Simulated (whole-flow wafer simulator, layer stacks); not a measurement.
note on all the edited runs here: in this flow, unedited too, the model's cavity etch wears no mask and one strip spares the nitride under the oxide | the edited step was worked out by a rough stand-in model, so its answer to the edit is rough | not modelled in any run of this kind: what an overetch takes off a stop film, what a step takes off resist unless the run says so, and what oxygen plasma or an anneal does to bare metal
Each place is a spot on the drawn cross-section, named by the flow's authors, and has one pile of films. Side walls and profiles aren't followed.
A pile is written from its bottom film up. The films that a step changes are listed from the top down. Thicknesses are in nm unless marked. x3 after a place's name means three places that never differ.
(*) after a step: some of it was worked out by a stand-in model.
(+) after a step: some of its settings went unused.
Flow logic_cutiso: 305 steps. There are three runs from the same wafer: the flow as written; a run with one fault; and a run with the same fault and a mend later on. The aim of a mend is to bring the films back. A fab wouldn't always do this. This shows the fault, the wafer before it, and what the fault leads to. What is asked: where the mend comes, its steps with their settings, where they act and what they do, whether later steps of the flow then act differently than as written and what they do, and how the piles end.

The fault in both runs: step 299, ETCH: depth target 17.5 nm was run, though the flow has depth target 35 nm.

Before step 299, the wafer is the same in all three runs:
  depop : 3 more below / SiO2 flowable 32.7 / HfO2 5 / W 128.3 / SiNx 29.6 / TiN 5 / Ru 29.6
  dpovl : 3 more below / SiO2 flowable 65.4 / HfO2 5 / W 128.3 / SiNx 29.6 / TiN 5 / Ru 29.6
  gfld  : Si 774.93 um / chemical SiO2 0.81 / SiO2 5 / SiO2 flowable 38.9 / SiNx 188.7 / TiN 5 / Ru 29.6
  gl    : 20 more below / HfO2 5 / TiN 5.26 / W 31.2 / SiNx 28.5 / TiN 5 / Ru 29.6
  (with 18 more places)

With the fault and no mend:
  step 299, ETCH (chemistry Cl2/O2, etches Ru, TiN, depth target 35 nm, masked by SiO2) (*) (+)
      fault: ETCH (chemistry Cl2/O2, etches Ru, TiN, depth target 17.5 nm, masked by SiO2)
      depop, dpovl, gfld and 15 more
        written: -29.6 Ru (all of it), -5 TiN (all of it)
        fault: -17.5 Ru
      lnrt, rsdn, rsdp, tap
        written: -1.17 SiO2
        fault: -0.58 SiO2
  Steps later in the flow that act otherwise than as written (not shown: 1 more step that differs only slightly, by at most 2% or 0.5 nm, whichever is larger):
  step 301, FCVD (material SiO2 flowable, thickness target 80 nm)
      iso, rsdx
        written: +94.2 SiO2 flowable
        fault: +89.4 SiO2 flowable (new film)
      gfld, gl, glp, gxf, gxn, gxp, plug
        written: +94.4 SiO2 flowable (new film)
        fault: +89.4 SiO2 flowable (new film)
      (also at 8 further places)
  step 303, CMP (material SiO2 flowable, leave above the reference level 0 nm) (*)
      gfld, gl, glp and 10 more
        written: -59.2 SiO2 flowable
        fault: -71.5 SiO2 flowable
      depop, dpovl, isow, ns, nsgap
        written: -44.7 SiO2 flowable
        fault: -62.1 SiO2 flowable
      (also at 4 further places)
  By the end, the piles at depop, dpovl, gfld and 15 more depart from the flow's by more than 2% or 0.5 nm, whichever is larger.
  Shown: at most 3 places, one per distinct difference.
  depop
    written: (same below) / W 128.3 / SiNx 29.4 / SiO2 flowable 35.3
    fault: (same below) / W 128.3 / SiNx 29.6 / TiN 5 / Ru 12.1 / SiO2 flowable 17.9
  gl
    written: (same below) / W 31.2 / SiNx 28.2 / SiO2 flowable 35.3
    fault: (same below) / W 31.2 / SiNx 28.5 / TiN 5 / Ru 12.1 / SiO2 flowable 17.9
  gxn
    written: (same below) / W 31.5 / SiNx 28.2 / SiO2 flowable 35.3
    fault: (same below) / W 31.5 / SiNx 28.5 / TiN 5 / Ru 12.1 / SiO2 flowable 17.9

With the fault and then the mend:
  The mend follows step 299.
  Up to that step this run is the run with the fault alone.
  step 299a, ETCH (chemistry Cl2/O2, etches Ru, TiN, depth target 17.5 nm, masked by SiO2) (*) (+) (a further turn of the flow's step 299, with different settings)
      depop, dpovl, gfld and 15 more
        -12.1 Ru (all of it), -5 TiN (all of it)
      lnrt, rsdn, rsdp, tap
        -0.58 SiO2
  None of the later steps of the flow acts differently than as written at any place that is followed.
  By the end, the piles equal the flow's at every place that both follow.
